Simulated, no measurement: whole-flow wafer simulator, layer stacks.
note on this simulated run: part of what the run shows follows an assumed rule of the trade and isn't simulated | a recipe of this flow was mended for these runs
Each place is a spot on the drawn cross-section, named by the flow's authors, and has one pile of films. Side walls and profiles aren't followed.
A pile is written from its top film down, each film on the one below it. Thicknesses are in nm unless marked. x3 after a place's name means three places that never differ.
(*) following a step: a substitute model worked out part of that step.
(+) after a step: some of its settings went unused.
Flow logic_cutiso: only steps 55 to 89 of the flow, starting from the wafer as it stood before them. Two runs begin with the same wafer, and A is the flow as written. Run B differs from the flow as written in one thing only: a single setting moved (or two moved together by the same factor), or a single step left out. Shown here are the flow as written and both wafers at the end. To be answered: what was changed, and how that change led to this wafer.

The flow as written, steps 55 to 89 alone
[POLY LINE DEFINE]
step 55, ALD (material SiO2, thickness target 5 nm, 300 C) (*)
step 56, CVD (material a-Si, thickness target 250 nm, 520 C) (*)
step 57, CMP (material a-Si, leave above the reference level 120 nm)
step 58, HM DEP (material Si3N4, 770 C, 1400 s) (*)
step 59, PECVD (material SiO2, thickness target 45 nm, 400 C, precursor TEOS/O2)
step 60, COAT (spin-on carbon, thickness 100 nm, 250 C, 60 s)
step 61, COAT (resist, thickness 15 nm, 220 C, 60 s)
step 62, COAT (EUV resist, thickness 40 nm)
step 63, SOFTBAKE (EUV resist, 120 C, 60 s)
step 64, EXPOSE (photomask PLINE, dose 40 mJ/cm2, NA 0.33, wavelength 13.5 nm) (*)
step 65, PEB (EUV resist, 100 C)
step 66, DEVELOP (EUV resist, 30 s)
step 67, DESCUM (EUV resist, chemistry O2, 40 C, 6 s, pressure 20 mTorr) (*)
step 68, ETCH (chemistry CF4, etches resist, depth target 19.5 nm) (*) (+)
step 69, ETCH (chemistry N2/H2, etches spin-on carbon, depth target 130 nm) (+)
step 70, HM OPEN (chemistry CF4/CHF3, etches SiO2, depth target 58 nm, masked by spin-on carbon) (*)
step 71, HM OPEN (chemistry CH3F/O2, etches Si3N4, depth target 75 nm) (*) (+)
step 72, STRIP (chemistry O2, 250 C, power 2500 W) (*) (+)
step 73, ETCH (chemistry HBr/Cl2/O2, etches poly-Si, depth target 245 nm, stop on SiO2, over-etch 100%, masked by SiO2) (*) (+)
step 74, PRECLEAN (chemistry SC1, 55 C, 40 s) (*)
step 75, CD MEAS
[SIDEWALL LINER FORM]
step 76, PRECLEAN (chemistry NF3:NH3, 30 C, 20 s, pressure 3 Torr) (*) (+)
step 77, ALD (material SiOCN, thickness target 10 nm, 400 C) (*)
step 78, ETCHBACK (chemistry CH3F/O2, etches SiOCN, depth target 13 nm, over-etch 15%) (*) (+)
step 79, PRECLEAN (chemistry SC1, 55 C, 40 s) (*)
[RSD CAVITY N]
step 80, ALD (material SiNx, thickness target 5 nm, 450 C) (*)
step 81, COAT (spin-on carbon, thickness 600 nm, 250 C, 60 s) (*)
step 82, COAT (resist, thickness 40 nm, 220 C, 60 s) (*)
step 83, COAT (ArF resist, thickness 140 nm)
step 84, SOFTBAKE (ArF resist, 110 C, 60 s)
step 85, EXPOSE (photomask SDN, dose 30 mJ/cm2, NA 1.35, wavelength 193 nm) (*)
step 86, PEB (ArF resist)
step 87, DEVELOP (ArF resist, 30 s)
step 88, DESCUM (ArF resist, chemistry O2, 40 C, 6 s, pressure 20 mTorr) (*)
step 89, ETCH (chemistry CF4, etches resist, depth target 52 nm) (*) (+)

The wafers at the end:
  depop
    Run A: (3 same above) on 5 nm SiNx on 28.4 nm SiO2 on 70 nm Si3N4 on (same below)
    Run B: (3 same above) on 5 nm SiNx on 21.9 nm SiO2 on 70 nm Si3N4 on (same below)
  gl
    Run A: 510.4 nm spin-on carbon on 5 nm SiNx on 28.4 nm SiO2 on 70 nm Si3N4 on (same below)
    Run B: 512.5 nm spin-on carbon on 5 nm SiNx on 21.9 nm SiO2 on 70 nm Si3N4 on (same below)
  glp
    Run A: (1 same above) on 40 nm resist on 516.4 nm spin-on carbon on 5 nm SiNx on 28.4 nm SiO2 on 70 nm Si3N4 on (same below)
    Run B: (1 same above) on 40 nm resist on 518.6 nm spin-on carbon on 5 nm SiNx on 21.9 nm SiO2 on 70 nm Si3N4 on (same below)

Cause: step 59, PECVD: thickness target 38.5 nm was run, though the flow has thickness target 45 nm.

The path from the change to this, step by step:
  step 59, PECVD (material SiO2, thickness target 45 nm, 400 C, precursor TEOS/O2)
      depop, dpovl x3, gfld and 17 more: A +45 SiO2 (new film) | B +38.5 SiO2 (new film)
  step 70, HM OPEN (chemistry CF4/CHF3, etches SiO2, depth target 58 nm, masked by spin-on carbon) (*)
      iso, lnr, lnri and 6 more: A -43.2 SiO2 (all of it), -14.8 Si3N4 | B -36.7 SiO2 (all of it), -21.3 Si3N4
  step 71, HM OPEN (chemistry CH3F/O2, etches Si3N4, depth target 75 nm) (*) (+)
      iso, lnr, lnri and 6 more: A -55.2 Si3N4 (all of it), -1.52 poly-Si | B -48.7 Si3N4 (all of it), -2.02 poly-Si
